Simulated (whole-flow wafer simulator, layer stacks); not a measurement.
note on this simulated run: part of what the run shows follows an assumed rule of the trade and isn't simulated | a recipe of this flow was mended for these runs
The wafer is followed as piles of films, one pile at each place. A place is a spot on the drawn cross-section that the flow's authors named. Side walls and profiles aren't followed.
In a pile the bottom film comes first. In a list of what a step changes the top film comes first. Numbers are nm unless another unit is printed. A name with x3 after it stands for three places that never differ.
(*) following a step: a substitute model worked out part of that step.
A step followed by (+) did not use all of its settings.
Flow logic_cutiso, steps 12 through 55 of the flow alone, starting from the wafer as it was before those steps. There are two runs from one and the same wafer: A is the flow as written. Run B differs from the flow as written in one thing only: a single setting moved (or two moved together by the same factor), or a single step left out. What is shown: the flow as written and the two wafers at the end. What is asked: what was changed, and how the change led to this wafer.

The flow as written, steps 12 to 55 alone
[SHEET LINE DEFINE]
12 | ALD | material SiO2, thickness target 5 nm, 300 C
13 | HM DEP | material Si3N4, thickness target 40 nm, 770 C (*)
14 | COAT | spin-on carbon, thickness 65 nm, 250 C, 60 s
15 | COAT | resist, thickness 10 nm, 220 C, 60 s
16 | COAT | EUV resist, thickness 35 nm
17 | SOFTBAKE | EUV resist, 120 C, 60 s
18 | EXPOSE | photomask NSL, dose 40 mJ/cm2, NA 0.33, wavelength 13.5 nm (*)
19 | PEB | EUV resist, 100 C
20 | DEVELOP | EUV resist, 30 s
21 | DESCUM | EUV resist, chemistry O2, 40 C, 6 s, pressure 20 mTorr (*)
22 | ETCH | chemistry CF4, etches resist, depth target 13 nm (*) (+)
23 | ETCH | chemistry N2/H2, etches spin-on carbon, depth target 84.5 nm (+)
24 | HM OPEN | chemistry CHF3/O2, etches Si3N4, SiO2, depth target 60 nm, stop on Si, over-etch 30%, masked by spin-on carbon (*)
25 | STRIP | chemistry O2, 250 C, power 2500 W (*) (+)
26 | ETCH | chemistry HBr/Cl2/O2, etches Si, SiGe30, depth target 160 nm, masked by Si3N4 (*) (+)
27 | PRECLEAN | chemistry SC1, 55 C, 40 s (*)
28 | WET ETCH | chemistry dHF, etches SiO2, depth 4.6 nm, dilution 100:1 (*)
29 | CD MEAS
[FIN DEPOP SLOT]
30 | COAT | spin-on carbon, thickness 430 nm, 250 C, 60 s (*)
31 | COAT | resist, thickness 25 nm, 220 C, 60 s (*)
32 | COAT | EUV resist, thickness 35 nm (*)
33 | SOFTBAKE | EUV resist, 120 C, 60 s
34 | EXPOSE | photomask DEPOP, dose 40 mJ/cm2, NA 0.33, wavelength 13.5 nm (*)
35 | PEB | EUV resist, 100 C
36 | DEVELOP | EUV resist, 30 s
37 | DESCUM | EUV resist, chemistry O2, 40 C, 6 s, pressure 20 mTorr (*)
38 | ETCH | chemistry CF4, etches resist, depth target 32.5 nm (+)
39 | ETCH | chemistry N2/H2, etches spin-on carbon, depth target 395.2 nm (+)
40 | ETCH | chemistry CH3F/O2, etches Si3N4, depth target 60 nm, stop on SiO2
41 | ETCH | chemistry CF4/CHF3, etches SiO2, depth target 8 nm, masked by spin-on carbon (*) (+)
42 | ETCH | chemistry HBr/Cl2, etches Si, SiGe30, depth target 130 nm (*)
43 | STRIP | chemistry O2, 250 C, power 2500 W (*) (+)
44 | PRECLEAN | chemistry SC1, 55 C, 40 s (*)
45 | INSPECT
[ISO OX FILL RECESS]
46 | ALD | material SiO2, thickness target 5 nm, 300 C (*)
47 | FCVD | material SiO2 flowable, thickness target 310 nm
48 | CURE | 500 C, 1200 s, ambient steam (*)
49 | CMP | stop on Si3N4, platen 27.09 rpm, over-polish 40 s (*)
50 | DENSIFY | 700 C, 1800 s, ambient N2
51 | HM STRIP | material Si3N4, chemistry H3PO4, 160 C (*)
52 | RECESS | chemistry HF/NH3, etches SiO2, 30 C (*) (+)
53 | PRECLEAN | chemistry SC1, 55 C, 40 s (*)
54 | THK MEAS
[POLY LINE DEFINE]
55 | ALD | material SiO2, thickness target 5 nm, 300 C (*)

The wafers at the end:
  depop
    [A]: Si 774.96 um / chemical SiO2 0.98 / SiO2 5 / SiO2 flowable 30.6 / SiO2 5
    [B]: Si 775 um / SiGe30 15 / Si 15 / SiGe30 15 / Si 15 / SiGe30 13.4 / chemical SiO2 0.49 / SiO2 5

Cause: step 41, ETCH: depth target 4.4 nm was run, though the flow has depth target 8 nm.

The path from the change to this, step by step:
  41 | ETCH | chemistry CF4/CHF3, etches SiO2, depth target 8 nm, masked by spin-on carbon (*) (+)
      depop: A -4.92 SiO2 (all of it), -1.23 Si | B -4.4 SiO2
      gfld: A -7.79 resist (all of it), -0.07 spin-on carbon | B -4.4 resist
      (also at 20 further places)
  42 | ETCH | chemistry HBr/Cl2, etches Si, SiGe30, depth target 130 nm (*)
      depop: A -13.8 Si (all of it), -15 SiGe30 (all of it), -15 Si (all of it), -15 SiGe30 (all of it), -15 Si (all of it), -15 SiGe30 (all of it), -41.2 Si | B -0.52 SiO2 (all of it), -14.3 Si
      gfld: A -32 spin-on carbon | B -3.39 resist (all of it), -27.2 spin-on carbon
      (also at 19 further places)
  47 | FCVD | material SiO2 flowable, thickness target 310 nm
      dpovl, isow, nsgap: A +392 SiO2 flowable (new film) | B +404.2 SiO2 flowable (new film)
      depop: A +359.8 SiO2 flowable (new film) | B +255.3 SiO2 flowable (new film)
      (also at 1 further place)
  49 | CMP | stop on Si3N4, platen 27.09 rpm, over-polish 40 s (*)
      depop: A -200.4 SiO2 flowable | B -212.4 SiO2 flowable
      dpovl: A -200.3 SiO2 flowable | B -212.3 SiO2 flowable
      (also at 3 further places)
  52 | RECESS | chemistry HF/NH3, etches SiO2, 30 C (*) (+)
      depop: A -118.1 SiO2 flowable | B -32.5 SiO2 flowable (all of it), -5 SiO2 (all of it), -0.98 chemical SiO2 (all of it)
  53 | PRECLEAN | chemistry SC1, 55 C, 40 s (*)
      depop: A -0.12 SiO2 flowable | B +0.49 chemical SiO2 (new film), -1.6 SiGe30
